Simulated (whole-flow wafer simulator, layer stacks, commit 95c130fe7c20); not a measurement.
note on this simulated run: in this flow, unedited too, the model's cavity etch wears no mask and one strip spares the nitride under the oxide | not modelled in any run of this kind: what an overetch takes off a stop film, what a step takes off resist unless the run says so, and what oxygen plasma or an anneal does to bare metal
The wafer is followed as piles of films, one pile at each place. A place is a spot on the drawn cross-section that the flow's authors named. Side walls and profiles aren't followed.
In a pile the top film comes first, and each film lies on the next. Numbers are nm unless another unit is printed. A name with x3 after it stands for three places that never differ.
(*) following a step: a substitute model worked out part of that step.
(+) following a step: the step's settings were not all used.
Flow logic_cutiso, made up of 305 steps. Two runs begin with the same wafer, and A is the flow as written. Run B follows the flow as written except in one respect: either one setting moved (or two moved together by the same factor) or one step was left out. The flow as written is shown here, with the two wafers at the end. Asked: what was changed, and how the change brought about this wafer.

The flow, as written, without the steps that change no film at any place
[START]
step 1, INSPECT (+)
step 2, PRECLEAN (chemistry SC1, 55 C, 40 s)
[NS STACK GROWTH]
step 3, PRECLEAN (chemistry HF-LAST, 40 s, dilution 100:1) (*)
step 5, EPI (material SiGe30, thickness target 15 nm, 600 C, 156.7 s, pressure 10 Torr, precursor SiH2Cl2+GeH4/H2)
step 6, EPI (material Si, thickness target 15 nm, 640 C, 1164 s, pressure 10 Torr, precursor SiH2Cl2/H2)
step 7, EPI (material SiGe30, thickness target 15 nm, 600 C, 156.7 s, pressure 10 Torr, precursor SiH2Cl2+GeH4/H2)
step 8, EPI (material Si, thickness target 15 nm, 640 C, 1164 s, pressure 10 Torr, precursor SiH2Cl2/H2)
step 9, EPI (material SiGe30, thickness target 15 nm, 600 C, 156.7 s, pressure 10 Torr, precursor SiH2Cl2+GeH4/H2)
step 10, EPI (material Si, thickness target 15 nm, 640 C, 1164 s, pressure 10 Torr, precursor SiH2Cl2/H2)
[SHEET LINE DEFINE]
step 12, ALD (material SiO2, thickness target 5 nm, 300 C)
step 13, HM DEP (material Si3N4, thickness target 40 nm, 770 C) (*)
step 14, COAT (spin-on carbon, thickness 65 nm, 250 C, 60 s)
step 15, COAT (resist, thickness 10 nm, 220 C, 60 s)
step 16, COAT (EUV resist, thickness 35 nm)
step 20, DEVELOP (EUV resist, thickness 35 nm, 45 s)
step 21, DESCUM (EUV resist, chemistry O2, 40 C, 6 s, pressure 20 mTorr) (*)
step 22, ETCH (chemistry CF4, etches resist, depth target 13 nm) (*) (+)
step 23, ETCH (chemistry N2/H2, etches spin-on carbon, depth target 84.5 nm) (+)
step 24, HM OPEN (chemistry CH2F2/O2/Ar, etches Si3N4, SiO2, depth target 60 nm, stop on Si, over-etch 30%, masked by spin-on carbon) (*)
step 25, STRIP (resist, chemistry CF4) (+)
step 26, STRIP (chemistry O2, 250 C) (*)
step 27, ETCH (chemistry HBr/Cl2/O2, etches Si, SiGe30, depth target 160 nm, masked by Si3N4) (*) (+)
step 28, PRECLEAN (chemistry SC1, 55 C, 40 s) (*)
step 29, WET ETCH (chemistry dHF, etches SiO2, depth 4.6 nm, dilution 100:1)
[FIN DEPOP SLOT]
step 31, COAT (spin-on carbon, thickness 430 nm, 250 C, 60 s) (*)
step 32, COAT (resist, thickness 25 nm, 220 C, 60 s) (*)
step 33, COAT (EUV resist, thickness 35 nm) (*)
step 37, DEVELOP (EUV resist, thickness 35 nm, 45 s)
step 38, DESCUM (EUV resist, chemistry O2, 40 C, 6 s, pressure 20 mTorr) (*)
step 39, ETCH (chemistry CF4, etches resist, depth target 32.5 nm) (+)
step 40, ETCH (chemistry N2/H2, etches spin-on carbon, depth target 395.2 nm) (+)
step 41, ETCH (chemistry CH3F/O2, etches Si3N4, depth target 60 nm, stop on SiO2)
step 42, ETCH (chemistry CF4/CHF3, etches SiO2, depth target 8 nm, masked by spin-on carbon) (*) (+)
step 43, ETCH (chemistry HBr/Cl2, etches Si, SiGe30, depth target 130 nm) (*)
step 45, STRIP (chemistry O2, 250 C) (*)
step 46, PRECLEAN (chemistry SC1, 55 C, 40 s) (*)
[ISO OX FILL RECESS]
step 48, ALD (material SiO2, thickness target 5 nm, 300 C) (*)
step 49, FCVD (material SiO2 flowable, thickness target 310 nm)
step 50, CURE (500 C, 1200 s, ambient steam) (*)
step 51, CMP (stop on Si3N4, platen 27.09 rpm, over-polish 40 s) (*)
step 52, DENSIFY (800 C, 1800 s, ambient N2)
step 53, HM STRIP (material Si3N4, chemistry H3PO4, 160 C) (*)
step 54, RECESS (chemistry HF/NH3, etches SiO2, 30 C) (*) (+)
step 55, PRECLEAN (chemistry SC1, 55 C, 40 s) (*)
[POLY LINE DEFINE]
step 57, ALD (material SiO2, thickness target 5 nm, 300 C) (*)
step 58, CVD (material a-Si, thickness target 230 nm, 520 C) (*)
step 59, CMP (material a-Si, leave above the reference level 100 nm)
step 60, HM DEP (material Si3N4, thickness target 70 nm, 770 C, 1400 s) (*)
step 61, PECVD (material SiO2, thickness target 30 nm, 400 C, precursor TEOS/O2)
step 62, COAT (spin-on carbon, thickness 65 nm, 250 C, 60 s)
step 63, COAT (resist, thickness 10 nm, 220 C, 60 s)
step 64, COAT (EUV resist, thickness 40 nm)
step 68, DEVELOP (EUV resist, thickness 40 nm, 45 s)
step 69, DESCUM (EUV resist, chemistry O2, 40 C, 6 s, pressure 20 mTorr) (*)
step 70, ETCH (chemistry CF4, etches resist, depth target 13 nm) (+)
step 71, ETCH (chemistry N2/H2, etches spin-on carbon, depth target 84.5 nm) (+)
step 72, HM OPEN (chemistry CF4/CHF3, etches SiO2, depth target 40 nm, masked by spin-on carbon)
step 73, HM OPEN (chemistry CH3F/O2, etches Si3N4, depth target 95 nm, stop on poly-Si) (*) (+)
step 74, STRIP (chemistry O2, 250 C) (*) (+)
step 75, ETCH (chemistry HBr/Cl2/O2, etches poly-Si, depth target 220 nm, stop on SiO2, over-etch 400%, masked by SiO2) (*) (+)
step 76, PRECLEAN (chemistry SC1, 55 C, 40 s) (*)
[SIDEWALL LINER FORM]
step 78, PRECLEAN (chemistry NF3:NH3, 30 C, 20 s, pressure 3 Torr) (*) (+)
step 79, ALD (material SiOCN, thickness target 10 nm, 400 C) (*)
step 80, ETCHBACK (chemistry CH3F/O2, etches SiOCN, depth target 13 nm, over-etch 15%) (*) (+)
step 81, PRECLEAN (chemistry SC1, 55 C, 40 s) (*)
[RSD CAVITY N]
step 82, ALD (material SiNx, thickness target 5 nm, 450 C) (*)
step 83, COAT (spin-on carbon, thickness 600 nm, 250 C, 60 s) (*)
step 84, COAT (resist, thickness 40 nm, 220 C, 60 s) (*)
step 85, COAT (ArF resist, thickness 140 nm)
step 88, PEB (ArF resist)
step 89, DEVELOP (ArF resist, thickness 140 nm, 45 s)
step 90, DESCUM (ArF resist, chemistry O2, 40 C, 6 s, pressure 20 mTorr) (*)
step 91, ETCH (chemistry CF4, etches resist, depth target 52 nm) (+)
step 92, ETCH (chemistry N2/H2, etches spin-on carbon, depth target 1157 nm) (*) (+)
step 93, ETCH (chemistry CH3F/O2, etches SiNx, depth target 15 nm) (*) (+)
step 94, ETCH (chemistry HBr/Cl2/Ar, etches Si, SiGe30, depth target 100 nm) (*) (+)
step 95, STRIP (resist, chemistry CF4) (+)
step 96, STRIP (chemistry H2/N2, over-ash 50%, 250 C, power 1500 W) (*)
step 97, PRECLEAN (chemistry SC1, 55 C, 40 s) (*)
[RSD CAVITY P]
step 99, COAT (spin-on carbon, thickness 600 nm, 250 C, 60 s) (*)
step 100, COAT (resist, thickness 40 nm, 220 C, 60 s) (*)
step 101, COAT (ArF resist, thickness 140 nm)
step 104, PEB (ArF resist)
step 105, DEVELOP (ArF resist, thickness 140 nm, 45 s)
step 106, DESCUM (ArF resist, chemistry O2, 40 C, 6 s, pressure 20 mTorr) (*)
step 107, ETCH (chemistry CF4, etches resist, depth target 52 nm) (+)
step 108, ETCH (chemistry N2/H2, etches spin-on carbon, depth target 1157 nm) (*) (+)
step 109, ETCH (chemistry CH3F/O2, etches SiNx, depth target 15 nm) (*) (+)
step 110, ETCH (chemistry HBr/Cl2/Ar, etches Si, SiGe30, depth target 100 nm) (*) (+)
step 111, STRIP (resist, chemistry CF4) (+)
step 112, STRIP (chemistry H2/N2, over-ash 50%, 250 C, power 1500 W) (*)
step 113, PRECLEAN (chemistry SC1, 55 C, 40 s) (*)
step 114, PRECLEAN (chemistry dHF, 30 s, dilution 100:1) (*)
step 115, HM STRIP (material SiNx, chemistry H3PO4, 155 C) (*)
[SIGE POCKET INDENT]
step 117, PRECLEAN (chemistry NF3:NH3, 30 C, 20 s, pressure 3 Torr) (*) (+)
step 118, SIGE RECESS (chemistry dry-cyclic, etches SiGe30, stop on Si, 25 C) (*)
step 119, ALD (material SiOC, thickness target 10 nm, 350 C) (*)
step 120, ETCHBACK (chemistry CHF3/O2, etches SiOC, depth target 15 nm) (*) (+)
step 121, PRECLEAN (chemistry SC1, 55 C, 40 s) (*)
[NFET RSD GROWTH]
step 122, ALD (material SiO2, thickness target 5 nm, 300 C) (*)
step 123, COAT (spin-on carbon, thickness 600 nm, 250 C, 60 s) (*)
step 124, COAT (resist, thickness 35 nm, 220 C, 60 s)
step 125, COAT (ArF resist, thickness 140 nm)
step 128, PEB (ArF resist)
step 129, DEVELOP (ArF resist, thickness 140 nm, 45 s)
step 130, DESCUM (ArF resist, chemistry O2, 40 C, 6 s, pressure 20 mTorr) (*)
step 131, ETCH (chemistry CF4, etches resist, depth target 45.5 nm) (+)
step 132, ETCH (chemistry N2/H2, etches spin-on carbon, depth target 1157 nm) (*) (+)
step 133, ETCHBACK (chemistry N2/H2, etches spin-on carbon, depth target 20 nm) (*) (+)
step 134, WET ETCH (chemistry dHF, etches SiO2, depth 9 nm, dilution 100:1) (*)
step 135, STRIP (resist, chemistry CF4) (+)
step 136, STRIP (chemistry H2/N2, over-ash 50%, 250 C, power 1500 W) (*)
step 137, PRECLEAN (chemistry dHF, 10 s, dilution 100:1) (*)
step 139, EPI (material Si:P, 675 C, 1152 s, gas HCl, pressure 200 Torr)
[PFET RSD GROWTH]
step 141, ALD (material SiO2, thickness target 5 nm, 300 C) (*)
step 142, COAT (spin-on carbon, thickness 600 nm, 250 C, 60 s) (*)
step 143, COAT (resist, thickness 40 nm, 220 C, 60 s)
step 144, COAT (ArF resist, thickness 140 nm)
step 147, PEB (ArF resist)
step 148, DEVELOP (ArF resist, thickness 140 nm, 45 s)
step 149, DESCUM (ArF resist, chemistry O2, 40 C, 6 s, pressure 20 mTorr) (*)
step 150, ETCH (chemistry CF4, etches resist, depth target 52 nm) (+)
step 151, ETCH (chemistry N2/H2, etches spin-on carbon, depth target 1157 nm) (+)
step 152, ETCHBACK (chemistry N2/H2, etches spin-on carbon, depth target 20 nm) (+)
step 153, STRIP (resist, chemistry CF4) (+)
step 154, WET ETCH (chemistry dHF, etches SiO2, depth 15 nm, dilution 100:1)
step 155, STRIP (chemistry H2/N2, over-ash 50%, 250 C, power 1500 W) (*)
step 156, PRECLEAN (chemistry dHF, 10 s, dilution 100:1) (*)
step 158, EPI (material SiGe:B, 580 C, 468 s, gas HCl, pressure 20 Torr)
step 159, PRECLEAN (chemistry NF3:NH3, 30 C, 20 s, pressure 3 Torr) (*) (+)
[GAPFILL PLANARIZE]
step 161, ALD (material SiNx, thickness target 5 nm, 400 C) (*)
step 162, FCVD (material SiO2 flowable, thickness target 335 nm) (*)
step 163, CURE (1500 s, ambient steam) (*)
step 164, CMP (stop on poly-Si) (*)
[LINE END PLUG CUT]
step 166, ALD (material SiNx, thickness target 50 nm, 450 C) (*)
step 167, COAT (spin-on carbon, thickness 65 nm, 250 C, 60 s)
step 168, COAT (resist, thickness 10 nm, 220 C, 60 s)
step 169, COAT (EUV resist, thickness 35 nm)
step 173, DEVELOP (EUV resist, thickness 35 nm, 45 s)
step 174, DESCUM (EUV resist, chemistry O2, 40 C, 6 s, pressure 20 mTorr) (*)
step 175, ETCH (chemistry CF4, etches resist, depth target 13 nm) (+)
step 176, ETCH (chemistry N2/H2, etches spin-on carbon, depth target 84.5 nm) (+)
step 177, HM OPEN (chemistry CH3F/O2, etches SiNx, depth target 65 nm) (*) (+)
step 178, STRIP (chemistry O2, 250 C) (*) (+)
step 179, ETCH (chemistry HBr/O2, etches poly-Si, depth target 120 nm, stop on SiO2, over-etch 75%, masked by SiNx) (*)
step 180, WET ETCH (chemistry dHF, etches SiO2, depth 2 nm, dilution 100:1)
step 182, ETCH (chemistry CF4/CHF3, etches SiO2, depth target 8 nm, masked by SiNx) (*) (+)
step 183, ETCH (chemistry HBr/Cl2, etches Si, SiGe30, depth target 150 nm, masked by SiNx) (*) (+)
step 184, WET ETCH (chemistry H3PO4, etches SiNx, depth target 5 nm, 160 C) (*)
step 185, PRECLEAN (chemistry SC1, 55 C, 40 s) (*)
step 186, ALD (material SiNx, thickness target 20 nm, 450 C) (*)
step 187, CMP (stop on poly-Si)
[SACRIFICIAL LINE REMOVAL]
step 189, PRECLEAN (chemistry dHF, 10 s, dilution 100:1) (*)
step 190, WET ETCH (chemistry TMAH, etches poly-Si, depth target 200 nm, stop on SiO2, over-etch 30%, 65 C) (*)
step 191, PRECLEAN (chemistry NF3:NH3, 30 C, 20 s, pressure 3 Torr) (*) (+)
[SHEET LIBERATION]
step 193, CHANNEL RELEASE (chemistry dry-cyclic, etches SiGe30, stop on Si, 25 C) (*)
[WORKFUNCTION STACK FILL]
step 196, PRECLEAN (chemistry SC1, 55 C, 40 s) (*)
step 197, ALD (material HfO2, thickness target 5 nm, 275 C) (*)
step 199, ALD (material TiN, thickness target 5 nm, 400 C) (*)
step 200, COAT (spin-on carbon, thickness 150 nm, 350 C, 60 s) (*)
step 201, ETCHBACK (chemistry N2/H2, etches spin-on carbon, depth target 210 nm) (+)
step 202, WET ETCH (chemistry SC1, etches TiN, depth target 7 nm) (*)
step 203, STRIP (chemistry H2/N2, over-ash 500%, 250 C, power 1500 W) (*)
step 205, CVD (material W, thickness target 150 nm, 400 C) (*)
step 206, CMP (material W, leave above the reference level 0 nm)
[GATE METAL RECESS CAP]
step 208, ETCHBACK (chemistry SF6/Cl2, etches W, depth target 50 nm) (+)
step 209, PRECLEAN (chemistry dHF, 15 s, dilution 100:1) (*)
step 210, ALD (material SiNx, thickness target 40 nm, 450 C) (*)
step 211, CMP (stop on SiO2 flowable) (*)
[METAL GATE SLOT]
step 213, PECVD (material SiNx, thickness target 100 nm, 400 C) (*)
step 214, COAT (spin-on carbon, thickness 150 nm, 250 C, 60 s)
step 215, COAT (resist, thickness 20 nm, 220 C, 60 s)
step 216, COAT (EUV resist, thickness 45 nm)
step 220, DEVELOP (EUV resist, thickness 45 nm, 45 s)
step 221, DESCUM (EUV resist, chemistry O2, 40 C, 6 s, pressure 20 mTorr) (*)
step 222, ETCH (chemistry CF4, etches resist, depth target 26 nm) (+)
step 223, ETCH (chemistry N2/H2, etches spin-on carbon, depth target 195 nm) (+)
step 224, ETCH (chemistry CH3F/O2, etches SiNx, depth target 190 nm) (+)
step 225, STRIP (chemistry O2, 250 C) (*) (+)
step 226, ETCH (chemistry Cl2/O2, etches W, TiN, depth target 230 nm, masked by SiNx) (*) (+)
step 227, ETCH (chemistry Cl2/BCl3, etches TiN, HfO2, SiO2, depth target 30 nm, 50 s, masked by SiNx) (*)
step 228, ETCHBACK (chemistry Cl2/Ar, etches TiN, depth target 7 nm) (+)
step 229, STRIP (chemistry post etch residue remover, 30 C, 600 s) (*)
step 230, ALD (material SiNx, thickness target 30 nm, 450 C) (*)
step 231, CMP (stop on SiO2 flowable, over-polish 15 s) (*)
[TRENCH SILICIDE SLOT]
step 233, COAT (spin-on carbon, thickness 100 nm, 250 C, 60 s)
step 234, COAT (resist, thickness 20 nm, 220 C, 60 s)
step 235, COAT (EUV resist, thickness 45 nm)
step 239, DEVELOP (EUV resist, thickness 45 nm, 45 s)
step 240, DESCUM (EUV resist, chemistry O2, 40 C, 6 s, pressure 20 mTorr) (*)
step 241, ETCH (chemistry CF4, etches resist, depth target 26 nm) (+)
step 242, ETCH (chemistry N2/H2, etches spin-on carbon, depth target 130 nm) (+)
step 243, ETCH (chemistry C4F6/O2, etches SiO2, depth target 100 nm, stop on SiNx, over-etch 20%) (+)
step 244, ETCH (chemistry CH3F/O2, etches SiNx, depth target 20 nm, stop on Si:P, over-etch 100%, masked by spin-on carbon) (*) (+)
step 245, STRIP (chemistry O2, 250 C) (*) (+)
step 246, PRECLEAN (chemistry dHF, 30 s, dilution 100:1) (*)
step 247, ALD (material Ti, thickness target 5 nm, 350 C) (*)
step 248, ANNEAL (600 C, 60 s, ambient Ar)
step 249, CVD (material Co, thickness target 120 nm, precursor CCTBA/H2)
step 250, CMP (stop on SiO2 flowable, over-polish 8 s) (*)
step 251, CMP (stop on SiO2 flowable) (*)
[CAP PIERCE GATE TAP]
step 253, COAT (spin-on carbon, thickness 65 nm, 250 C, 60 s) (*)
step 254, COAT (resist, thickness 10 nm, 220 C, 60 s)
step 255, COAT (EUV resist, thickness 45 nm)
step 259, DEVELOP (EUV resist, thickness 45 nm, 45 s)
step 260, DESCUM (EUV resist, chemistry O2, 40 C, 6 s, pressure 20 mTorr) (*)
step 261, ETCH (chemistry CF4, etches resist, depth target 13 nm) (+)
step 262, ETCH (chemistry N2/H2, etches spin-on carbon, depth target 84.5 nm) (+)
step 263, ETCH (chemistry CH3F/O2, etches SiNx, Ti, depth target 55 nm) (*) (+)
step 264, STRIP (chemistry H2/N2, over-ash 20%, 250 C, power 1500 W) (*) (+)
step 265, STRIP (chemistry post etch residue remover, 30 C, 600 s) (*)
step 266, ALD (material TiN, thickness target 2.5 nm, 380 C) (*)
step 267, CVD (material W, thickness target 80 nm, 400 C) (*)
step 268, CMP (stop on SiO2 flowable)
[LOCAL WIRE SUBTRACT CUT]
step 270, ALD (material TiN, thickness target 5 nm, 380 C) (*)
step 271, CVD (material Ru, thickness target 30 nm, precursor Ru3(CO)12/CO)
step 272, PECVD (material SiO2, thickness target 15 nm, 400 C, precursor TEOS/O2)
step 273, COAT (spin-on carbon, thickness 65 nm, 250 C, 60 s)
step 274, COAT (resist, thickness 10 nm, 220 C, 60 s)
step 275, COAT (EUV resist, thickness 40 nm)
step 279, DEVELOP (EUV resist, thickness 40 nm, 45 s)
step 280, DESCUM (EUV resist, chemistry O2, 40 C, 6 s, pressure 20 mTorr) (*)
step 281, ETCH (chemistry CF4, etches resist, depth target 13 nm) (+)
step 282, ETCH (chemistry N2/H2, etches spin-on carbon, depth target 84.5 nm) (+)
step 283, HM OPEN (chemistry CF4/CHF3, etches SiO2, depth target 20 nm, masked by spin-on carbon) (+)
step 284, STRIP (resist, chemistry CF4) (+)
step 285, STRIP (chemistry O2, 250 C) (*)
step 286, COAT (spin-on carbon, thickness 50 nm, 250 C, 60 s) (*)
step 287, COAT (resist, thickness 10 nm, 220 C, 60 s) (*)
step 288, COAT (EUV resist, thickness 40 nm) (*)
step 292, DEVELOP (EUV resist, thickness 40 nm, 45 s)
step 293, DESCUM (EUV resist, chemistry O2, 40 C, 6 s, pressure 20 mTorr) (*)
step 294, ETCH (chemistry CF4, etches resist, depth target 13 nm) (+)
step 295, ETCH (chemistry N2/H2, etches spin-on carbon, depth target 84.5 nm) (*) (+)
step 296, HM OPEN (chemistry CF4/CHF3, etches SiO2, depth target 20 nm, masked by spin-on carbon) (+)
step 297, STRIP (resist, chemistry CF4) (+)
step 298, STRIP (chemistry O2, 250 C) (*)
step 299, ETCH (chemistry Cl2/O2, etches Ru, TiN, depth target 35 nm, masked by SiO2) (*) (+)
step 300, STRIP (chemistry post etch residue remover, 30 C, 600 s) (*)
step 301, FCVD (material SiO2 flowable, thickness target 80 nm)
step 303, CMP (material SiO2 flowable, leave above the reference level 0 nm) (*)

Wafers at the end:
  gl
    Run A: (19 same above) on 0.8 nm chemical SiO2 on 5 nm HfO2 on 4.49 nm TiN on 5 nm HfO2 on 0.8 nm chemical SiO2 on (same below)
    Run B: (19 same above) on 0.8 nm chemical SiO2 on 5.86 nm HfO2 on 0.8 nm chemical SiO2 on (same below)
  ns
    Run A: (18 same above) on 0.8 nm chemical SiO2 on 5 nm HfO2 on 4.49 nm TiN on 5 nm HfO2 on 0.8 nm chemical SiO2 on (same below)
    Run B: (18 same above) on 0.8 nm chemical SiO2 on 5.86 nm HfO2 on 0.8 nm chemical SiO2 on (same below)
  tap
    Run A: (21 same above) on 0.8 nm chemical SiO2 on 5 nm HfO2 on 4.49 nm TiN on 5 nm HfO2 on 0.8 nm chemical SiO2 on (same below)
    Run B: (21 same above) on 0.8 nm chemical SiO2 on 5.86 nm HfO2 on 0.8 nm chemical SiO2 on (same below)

The reason: step 5, EPI: thickness target 6.4 nm was run, though the flow has thickness target 15 nm; step 5, EPI: 66.6 s was run, where the flow has 156.7 s.

The path from the change to this, step by step:
  step 5, EPI (material SiGe30, thickness target 15 nm, 600 C, 156.7 s, pressure 10 Torr, precursor SiH2Cl2+GeH4/H2)
      depop, dpovl, gfld and 19 more: A SiGe30 gains 15 (new film) | B SiGe30 gains 6.38 (new film)
  step 27, ETCH (chemistry HBr/Cl2/O2, etches Si, SiGe30, depth target 160 nm, masked by Si3N4) (*) (+)
      gfld, gxf, iso, lnri: A chemical SiO2 loses 0.79 (all of it), Si loses 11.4 (all of it), SiGe30 loses 15 (all of it), Si loses 15 (all of it), SiGe30 loses 15 (all of it), Si loses 15 (all of it), SiGe30 loses 15 (all of it), Si loses 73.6 | B chemical SiO2 loses 0.79 (all of it), Si loses 11.4 (all of it), SiGe30 loses 15 (all of it), Si loses 15 (all of it), SiGe30 loses 15 (all of it), Si loses 15 (all of it), SiGe30 loses 6.38 (all of it), Si loses 82.3
      dpovl, nsgap: A chemical SiO2 loses 0.79 (all of it), Si loses 11.8 (all of it), SiGe30 loses 15 (all of it), Si loses 15 (all of it), SiGe30 loses 15 (all of it), Si loses 15 (all of it), SiGe30 loses 15 (all of it), Si loses 73.2 | B chemical SiO2 loses 0.79 (all of it), Si loses 11.8 (all of it), SiGe30 loses 15 (all of it), Si loses 15 (all of it), SiGe30 loses 15 (all of it), Si loses 15 (all of it), SiGe30 loses 6.38 (all of it), Si loses 81.9
      (and at 1 other place as well)
  step 43, ETCH (chemistry HBr/Cl2, etches Si, SiGe30, depth target 130 nm) (*)
      depop: A Si loses 14 (all of it), SiGe30 loses 15 (all of it), Si loses 15 (all of it), SiGe30 loses 15 (all of it), Si loses 15 (all of it), SiGe30 loses 15 (all of it), Si loses 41 | B Si loses 14 (all of it), SiGe30 loses 15 (all of it), Si loses 15 (all of it), SiGe30 loses 15 (all of it), Si loses 15 (all of it), SiGe30 loses 6.38 (all of it), Si loses 49.6
  step 94, ETCH (chemistry HBr/Cl2/Ar, etches Si, SiGe30, depth target 100 nm) (*) (+)
      rsdn, rsdx: A chemical SiO2 loses 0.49 (all of it), Si loses 12.8 (all of it), SiGe30 loses 15 (all of it), Si loses 15 (all of it), SiGe30 loses 15 (all of it), Si loses 15 (all of it), SiGe30 loses 15 (all of it), Si loses 12.2 | B chemical SiO2 loses 0.49 (all of it), Si loses 12.8 (all of it), SiGe30 loses 15 (all of it), Si loses 15 (all of it), SiGe30 loses 15 (all of it), Si loses 15 (all of it), SiGe30 loses 6.38 (all of it), Si loses 20.8
  step 110, ETCH (chemistry HBr/Cl2/Ar, etches Si, SiGe30, depth target 100 nm) (*) (+)
      rsdp, rsdw: A chemical SiO2 loses 0.49 (all of it), Si loses 12.8 (all of it), SiGe30 loses 15 (all of it), Si loses 15 (all of it), SiGe30 loses 15 (all of it), Si loses 15 (all of it), SiGe30 loses 15 (all of it), Si loses 12.2 | B chemical SiO2 loses 0.49 (all of it), Si loses 12.8 (all of it), SiGe30 loses 15 (all of it), Si loses 15 (all of it), SiGe30 loses 15 (all of it), Si loses 15 (all of it), SiGe30 loses 6.38 (all of it), Si loses 20.8
  step 118, SIGE RECESS (chemistry dry-cyclic, etches SiGe30, stop on Si, 25 C) (*)
      lnr, lnrp, lnrt: A SiOCN loses 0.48, Si loses 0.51, cavity gains 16 (new film), SiGe30 loses 15 (all of it), Si loses 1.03, cavity gains 16 (new film), SiGe30 loses 15 (all of it), Si loses 1.03, cavity gains 16 (new film), SiGe30 loses 15 (all of it), Si loses 0.51 | B SiOCN loses 0.48, Si loses 0.51, cavity gains 16 (new film), SiGe30 loses 15 (all of it), Si loses 1.03, cavity gains 16 (new film), SiGe30 loses 15 (all of it), Si loses 1.03, cavity gains 7.4 (new film), SiGe30 loses 6.38 (all of it), Si loses 0.51
  step 119, ALD (material SiOC, thickness target 10 nm, 350 C) (*)
      lnr, lnrp, lnrt: A SiOC gains 10 (new film), SiOC gains 16 (new film), cavity loses 16 (all of it), SiOC gains 16 (new film), cavity loses 16 (all of it), SiOC gains 16 (new film), cavity loses 16 (all of it) | B SiOC gains 10 (new film), SiOC gains 16 (new film), cavity loses 16 (all of it), SiOC gains 16 (new film), cavity loses 16 (all of it), SiOC gains 7.4 (new film), cavity loses 7.4 (all of it)
  step 183, ETCH (chemistry HBr/Cl2, etches Si, SiGe30, depth target 150 nm, masked by SiNx) (*) (+)
      plug: A Si loses 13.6 (all of it), SiGe30 loses 15 (all of it), Si loses 15 (all of it), SiGe30 loses 15 (all of it), Si loses 15 (all of it), SiGe30 loses 15 (all of it), Si loses 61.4 | B Si loses 13.6 (all of it), SiGe30 loses 15 (all of it), Si loses 15 (all of it), SiGe30 loses 15 (all of it), Si loses 15 (all of it), SiGe30 loses 6.38 (all of it), Si loses 70.1
  step 193, CHANNEL RELEASE (chemistry dry-cyclic, etches SiGe30, stop on Si, 25 C) (*)
      gl, glp, gxn, gxp, ns, tap: A chemical SiO2 gains 0.8 (new film), Si loses 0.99, chemical SiO2 gains 0.8 (new film), cavity gains 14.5 (new film), chemical SiO2 gains 0.8 (new film), SiGe30 loses 15 (all of it), Si loses 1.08, chemical SiO2 gains 0.8 (new film), cavity gains 14.5 (new film), chemical SiO2 gains 0.8 (new film), SiGe30 loses 15 (all of it), Si loses 1.08, chemical SiO2 gains 0.8 (new film), cavity gains 14.5 (new film), chemical SiO2 gains 0.8 (new film), SiGe30 loses 15 (all of it), Si loses 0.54 | B chemical SiO2 gains 0.8 (new film), Si loses 0.99, chemical SiO2 gains 0.8 (new film), cavity gains 14.5 (new film), chemical SiO2 gains 0.8 (new film), SiGe30 loses 15 (all of it), Si loses 1.08, chemical SiO2 gains 0.8 (new film), cavity gains 14.5 (new film), chemical SiO2 gains 0.8 (new film), SiGe30 loses 15 (all of it), Si loses 1.08, chemical SiO2 gains 0.8 (new film), cavity gains 5.86 (new film), chemical SiO2 gains 0.8 (new film), SiGe30 loses 6.38 (all of it), Si loses 0.54
  step 197, ALD (material HfO2, thickness target 5 nm, 275 C) (*)
      gl, glp, gxn, gxp, ns, tap: A HfO2 gains 5 (new film), HfO2 gains 5 (new film), cavity loses 10, HfO2 gains 5 (new film), HfO2 gains 5 (new film), cavity loses 10, HfO2 gains 5 (new film), HfO2 gains 5 (new film), cavity loses 10, HfO2 gains 5 (new film) | B HfO2 gains 5 (new film), HfO2 gains 5 (new film), cavity loses 10, HfO2 gains 5 (new film), HfO2 gains 5 (new film), cavity loses 10, HfO2 gains 5 (new film), HfO2 gains 5.86 (new film), cavity loses 5.86 (all of it)
  step 199, ALD (material TiN, thickness target 5 nm, 400 C) (*)
      gl, glp, tap: A TiN gains 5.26 (new film), TiN gains 4.49 (new film), cavity loses 4.49 (all of it), TiN gains 4.49 (new film), cavity loses 4.49 (all of it), TiN gains 4.49 (new film), cavity loses 4.49 (all of it) | B TiN gains 5.26 (new film), TiN gains 4.49 (new film), cavity loses 4.49 (all of it), TiN gains 4.49 (new film), cavity loses 4.49 (all of it)
      gxn, gxp, ns: A TiN gains 5 (new film), TiN gains 4.49 (new film), cavity loses 4.49 (all of it), TiN gains 4.49 (new film), cavity loses 4.49 (all of it), TiN gains 4.49 (new film), cavity loses 4.49 (all of it) | B TiN gains 5 (new film), TiN gains 4.49 (new film), cavity loses 4.49 (all of it), TiN gains 4.49 (new film), cavity loses 4.49 (all of it)
If metal films that touch count as one body, gl has 3 bodies (between them, from the top down: HfO2 5 / chemical SiO2 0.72 / Si 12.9 / chemical SiO2 0.8 / HfO2 5; HfO2 5 / chemical SiO2 0.8 / Si 13.9 / chemical SiO2 0.8 / HfO2 5); the flow as written gives 4 bodies (between them, from the top down: HfO2 5 / chemical SiO2 0.72 / Si 12.9 / chemical SiO2 0.8 / HfO2 5; HfO2 5 / chemical SiO2 0.8 / Si 13.9 / chemical SiO2 0.8 / HfO2 5; HfO2 5 / chemical SiO2 0.8 / Si 13.9 / chemical SiO2 0.8 / HfO2 5).
If metal films that touch count as one body, ns has 3 bodies (between them, from the top down: HfO2 5 / chemical SiO2 0.72 / Si 12.9 / chemical SiO2 0.8 / HfO2 5; HfO2 5 / chemical SiO2 0.8 / Si 13.9 / chemical SiO2 0.8 / HfO2 5); the flow as written gives 4 bodies (between them, from the top down: HfO2 5 / chemical SiO2 0.72 / Si 12.9 / chemical SiO2 0.8 / HfO2 5; HfO2 5 / chemical SiO2 0.8 / Si 13.9 / chemical SiO2 0.8 / HfO2 5; HfO2 5 / chemical SiO2 0.8 / Si 13.9 / chemical SiO2 0.8 / HfO2 5).
If metal films that touch count as one body, tap has 3 bodies (between them, from the top down: HfO2 5 / chemical SiO2 0.72 / Si 12.9 / chemical SiO2 0.8 / HfO2 5; HfO2 5 / chemical SiO2 0.8 / Si 13.9 / chemical SiO2 0.8 / HfO2 5); the flow as written gives 4 bodies (between them, from the top down: HfO2 5 / chemical SiO2 0.72 / Si 12.9 / chemical SiO2 0.8 / HfO2 5; HfO2 5 / chemical SiO2 0.8 / Si 13.9 / chemical SiO2 0.8 / HfO2 5; HfO2 5 / chemical SiO2 0.8 / Si 13.9 / chemical SiO2 0.8 / HfO2 5).
